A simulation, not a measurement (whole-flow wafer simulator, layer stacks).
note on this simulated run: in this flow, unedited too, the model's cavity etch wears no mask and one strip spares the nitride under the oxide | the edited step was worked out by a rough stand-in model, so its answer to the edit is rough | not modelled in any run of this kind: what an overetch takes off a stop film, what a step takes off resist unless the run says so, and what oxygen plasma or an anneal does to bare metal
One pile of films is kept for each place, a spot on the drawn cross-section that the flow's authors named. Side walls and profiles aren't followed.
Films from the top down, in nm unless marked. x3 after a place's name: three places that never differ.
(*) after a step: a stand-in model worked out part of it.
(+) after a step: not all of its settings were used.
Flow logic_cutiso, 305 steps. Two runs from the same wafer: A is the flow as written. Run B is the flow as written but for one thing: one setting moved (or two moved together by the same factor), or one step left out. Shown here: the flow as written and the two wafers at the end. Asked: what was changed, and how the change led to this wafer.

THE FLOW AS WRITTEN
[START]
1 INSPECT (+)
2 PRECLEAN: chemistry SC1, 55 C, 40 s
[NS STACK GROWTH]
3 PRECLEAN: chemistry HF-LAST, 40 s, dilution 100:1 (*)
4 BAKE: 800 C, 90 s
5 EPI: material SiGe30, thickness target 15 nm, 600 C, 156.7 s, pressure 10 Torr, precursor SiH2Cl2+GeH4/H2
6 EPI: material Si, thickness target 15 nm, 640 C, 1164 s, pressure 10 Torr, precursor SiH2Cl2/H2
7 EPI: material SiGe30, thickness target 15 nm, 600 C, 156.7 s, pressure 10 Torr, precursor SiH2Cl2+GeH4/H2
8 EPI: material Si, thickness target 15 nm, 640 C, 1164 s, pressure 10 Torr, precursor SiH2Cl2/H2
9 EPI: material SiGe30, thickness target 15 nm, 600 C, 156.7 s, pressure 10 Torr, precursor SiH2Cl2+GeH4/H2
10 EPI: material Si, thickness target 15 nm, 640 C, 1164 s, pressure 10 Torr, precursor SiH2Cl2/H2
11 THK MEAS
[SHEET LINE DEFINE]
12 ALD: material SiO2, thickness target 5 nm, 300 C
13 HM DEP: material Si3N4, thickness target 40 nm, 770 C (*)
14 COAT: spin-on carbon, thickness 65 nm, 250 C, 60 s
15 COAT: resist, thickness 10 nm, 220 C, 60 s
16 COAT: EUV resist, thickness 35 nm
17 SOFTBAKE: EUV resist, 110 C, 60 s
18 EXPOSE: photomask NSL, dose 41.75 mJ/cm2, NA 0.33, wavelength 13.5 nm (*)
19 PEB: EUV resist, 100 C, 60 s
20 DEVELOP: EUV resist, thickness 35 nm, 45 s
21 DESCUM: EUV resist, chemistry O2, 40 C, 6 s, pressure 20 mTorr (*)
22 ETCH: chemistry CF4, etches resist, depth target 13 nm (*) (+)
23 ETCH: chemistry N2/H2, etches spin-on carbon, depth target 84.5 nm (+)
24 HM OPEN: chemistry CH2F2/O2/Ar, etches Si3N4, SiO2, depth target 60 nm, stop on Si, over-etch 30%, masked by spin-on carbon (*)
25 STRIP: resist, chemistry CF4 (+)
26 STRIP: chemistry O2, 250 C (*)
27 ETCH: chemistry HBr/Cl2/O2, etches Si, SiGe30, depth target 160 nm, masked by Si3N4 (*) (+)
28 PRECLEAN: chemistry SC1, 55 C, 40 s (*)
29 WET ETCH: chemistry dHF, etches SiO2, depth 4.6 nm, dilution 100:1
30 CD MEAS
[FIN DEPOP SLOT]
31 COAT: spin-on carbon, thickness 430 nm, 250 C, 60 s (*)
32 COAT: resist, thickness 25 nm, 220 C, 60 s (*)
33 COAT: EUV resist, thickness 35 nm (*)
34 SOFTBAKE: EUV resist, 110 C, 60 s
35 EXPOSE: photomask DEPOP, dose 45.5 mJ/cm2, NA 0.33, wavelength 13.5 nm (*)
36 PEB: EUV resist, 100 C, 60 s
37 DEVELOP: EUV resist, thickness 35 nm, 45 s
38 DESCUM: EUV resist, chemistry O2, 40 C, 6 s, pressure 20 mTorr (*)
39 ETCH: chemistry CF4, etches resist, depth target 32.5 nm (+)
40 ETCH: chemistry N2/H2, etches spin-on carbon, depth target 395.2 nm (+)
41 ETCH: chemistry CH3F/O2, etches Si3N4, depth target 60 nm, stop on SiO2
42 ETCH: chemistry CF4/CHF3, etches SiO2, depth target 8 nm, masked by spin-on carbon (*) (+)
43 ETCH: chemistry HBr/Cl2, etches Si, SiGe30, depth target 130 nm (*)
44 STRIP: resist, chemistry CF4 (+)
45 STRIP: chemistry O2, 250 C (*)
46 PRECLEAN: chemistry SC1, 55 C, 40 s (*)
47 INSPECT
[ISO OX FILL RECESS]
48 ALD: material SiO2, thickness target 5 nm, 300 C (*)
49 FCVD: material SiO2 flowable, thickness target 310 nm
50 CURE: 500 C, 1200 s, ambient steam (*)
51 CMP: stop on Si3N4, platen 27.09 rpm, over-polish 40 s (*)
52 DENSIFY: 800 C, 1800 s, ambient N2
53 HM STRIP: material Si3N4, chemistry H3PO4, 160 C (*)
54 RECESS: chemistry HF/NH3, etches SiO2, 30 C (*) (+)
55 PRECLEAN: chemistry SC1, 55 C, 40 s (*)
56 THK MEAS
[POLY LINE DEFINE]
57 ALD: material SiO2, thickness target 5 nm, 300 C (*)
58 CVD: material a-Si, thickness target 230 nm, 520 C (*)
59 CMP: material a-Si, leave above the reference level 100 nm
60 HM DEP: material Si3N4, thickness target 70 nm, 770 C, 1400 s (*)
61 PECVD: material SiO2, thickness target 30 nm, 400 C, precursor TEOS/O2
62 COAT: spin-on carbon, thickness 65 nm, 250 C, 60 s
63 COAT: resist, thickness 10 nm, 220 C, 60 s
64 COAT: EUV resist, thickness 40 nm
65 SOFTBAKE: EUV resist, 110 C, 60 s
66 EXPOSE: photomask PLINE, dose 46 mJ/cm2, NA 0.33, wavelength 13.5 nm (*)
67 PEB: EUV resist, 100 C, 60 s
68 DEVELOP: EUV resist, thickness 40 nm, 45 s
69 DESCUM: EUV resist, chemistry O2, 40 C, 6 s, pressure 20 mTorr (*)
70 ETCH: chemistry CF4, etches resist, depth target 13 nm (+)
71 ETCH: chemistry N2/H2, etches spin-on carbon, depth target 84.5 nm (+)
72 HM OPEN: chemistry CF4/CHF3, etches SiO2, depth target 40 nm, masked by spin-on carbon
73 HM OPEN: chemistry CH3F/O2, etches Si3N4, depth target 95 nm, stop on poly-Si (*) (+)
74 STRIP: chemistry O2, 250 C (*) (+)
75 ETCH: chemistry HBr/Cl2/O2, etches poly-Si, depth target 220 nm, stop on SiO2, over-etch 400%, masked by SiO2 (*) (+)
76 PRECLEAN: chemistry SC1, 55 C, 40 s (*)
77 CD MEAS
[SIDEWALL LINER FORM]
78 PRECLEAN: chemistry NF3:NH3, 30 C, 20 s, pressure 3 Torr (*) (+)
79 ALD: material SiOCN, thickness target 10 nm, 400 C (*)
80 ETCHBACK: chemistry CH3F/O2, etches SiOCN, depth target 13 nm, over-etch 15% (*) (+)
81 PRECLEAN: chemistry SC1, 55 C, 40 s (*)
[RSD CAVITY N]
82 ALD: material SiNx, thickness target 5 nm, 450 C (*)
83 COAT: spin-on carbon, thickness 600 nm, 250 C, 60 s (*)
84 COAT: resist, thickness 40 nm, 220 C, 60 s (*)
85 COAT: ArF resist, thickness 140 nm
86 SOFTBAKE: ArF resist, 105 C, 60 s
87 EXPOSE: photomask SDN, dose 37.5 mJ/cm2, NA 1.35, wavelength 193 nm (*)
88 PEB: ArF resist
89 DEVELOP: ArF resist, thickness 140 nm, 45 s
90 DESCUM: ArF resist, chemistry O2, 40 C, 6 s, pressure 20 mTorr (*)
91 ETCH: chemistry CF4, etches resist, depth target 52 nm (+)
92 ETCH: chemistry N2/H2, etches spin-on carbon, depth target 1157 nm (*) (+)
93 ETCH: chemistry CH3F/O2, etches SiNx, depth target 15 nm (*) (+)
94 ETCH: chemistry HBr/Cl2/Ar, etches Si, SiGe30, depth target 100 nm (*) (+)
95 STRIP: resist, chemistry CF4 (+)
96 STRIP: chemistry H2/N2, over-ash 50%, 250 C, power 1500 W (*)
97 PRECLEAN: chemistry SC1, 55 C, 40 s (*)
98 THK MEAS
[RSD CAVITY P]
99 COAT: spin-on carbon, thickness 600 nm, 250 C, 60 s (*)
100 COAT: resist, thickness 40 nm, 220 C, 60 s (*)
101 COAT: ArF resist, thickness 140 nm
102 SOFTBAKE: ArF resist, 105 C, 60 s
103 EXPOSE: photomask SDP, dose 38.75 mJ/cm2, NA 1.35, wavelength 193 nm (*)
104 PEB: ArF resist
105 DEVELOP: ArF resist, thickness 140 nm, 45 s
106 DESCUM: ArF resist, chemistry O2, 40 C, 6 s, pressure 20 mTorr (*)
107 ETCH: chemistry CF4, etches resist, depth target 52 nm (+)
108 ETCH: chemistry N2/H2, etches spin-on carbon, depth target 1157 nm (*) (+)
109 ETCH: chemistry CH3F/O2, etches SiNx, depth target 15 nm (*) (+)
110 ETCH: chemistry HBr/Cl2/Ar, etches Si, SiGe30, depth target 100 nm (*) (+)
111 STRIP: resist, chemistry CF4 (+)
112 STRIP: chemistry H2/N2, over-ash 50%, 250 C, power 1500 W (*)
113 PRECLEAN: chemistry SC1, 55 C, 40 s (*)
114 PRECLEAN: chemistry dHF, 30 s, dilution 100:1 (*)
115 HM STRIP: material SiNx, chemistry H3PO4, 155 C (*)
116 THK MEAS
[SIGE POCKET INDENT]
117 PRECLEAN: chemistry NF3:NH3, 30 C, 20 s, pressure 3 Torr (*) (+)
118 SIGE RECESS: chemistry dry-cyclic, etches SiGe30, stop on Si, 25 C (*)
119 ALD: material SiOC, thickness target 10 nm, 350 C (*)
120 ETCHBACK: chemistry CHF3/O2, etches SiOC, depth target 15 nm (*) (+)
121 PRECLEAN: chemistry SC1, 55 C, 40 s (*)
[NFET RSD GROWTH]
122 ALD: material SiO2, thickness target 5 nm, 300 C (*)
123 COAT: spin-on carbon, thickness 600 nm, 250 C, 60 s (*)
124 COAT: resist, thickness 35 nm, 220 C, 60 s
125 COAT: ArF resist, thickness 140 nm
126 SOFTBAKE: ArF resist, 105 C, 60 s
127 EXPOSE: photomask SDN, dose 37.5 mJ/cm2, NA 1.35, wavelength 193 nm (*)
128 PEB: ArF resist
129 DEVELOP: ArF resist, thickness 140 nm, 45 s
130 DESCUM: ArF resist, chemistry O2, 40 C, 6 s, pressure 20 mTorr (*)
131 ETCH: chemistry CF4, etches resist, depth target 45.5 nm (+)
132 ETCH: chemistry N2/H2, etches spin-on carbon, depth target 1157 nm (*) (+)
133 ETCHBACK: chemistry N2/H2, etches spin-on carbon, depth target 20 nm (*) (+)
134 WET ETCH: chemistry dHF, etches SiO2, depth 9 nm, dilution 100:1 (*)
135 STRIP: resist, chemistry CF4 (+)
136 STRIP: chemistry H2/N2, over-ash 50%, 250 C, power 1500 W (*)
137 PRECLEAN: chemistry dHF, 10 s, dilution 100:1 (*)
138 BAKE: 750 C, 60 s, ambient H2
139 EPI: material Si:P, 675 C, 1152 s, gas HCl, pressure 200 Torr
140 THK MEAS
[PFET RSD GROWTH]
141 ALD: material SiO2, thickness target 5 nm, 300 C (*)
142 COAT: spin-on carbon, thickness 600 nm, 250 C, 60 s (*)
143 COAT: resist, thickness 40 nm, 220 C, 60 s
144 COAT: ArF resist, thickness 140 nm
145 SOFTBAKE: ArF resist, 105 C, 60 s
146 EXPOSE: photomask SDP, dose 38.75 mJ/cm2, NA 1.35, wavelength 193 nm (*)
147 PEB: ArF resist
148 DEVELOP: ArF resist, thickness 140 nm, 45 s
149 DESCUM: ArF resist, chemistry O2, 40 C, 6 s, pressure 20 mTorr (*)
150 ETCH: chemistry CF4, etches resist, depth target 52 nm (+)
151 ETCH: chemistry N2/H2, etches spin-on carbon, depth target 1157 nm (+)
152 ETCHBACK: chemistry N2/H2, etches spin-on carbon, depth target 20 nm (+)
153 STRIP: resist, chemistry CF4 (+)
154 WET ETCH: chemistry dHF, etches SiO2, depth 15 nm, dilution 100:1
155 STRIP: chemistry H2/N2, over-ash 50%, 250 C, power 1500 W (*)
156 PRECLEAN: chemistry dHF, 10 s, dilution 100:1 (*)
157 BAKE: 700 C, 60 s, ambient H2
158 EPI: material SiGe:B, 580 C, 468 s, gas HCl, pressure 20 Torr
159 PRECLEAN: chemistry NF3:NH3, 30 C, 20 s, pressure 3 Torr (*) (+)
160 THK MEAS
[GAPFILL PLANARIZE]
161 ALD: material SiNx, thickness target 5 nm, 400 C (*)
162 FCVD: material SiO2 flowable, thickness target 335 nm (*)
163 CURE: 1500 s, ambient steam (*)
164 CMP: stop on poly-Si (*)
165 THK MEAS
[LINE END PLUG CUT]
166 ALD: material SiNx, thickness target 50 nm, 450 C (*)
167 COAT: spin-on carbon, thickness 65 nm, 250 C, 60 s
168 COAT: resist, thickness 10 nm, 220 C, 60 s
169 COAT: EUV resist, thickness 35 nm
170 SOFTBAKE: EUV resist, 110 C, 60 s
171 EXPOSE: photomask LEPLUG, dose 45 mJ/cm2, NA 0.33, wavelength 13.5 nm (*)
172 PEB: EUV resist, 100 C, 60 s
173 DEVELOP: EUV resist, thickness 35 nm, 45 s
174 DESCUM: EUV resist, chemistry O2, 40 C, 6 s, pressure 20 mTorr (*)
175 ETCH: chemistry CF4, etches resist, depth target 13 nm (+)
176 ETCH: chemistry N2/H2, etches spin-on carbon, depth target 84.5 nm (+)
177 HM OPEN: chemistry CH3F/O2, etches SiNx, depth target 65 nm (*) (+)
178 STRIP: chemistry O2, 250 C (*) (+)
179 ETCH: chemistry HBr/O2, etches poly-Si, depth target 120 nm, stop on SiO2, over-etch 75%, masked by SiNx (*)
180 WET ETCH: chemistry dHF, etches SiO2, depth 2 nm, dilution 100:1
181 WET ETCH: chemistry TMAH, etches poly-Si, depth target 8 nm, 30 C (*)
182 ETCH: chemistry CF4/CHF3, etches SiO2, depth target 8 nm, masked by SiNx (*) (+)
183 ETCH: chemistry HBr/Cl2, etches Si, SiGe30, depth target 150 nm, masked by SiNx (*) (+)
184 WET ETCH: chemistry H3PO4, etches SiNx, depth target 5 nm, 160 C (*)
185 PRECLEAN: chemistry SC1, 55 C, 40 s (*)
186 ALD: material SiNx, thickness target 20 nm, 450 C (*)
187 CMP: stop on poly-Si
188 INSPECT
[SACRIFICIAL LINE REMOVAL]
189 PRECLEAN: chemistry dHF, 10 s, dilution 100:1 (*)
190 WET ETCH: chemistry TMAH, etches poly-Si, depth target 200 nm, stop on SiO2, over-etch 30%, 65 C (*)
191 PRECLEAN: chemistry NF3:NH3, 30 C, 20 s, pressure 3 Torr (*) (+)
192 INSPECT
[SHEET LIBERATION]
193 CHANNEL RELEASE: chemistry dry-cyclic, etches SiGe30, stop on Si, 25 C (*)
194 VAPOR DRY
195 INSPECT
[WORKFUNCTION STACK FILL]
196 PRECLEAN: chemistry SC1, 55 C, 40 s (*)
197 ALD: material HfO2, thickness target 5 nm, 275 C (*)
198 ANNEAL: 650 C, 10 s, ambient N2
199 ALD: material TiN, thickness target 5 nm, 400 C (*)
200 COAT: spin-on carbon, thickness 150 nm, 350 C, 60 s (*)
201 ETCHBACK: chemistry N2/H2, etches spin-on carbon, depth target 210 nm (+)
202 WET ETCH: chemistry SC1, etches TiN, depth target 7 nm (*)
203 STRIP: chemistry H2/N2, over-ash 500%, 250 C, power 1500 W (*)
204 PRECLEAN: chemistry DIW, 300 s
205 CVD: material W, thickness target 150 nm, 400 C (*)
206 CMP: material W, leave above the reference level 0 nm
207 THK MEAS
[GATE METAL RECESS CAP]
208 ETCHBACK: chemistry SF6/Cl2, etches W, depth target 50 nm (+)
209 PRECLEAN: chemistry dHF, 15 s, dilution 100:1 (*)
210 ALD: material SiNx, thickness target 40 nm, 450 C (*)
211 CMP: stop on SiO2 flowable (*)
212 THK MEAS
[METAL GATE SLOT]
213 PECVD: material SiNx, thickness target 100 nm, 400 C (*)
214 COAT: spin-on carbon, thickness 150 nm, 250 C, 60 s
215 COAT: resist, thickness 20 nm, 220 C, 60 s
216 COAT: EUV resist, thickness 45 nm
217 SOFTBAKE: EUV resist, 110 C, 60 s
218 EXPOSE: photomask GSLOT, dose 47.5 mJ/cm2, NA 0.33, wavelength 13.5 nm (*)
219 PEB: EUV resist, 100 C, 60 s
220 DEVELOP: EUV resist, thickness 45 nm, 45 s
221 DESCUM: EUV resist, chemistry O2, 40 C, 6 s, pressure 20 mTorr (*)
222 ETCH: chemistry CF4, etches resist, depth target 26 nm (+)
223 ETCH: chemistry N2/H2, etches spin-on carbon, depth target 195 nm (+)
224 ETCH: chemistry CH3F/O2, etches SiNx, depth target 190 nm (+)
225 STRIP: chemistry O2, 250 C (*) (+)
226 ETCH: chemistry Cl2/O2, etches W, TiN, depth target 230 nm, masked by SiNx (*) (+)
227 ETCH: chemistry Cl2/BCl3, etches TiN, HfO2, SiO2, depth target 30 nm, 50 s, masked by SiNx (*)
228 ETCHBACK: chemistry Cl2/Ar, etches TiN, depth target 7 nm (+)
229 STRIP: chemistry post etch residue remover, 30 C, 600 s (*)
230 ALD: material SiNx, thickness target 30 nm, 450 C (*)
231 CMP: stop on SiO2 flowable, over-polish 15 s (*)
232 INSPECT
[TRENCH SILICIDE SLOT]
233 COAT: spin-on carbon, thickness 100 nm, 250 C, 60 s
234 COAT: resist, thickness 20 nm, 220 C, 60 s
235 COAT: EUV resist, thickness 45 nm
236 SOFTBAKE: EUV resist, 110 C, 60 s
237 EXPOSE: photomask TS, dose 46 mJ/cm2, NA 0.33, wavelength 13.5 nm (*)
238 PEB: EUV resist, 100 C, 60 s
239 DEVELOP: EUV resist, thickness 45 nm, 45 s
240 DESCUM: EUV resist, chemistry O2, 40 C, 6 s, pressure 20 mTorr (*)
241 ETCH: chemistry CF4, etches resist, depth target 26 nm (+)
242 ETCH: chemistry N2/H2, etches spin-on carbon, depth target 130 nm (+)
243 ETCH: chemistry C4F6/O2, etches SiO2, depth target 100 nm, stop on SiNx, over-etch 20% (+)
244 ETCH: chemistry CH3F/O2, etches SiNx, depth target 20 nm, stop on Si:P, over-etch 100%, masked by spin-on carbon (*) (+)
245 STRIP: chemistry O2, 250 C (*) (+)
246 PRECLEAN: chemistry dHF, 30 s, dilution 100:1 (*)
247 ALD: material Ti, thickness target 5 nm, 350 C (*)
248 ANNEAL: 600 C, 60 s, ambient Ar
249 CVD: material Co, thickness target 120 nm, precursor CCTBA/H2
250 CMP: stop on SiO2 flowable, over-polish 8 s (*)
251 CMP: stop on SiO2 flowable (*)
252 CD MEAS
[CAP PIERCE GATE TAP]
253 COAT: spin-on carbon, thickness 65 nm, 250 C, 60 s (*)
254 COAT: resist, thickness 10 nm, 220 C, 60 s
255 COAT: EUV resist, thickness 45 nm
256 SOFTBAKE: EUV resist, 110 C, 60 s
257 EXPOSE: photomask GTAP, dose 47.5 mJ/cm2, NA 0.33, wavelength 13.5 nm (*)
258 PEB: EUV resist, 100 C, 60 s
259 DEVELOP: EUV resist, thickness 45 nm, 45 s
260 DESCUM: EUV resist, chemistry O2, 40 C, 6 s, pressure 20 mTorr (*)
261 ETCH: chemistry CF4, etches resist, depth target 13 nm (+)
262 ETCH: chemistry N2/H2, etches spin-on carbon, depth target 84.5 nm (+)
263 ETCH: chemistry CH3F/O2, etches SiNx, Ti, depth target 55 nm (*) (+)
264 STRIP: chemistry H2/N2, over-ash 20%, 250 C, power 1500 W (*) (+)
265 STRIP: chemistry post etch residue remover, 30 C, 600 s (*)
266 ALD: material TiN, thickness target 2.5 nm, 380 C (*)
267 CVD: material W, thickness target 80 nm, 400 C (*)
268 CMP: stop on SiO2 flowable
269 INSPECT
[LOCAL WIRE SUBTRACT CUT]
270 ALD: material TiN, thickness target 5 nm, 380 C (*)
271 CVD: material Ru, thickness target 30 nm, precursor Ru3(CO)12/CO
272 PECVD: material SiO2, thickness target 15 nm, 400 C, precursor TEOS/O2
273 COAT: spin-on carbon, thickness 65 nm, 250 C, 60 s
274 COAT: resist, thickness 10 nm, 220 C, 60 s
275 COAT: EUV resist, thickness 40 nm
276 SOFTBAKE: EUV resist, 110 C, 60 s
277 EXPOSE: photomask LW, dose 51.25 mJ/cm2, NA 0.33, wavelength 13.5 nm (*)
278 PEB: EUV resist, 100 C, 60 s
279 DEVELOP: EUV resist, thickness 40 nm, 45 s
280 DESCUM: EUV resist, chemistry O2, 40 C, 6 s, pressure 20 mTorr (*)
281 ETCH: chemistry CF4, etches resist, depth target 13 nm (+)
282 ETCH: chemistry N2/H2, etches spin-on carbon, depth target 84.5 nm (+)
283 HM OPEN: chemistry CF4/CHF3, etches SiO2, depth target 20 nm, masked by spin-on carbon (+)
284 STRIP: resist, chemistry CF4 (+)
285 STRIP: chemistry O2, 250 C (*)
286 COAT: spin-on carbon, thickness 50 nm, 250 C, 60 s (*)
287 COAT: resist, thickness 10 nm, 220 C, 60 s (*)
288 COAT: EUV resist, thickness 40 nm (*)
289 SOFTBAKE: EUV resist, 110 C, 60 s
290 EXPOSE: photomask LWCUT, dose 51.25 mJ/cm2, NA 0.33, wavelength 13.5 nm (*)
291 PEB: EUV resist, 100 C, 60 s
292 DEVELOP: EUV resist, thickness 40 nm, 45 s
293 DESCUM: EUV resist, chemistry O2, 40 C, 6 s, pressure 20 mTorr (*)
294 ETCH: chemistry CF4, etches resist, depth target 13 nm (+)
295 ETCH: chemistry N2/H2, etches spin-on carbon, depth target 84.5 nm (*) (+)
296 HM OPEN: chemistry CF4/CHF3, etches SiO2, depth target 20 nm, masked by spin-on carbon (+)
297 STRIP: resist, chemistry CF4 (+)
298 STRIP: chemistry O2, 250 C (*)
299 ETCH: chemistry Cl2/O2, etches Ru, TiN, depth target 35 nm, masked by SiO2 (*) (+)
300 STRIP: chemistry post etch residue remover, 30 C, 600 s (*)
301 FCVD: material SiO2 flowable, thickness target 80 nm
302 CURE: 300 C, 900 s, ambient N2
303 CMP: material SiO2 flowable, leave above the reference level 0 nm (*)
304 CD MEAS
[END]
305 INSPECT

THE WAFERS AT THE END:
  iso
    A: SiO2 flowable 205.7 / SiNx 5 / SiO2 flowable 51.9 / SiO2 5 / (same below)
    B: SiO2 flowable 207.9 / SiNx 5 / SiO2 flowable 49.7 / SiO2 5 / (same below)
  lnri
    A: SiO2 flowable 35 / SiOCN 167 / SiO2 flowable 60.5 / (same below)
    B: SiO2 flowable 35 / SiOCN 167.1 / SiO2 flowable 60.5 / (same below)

The cause: step 120, ETCHBACK: depth target 17.2 nm was run, where the flow has depth target 15 nm.

How the change led to this, step by step:
  120 ETCHBACK: chemistry CHF3/O2, etches SiOC, depth target 15 nm (*) (+)
      gxn: A SiOC -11 (all of it), SiO2 -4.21 (all of it) | B SiOC -11 (all of it), SiO2 -4.21 (all of it), Si3N4 -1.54
      gxp: A SiOC -11 (all of it), SiO2 -4.25 (all of it) | B SiOC -11 (all of it), SiO2 -4.25 (all of it), Si3N4 -1.53
      (and at 16 more places)
  164 CMP: stop on poly-Si (*)
      depop, dpovl, isow, ns, nsgap: A SiO2 flowable -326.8 (all of it), SiNx -5 (all of it), SiO2 -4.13 (all of it), Si3N4 -70 (all of it) | B SiO2 flowable -326.8 (all of it), SiNx -5 (all of it), SiO2 -1.93 (all of it), Si3N4 -70 (all of it)
      gfld, gxf: A SiO2 flowable -251.9 (all of it), SiNx -5 (all of it), SiO2 -4.13 (all of it), Si3N4 -70 (all of it) | B SiO2 flowable -253.2 (all of it), SiNx -5 (all of it), SiO2 -1.93 (all of it), Si3N4 -70 (all of it)
      (and at 6 more places)
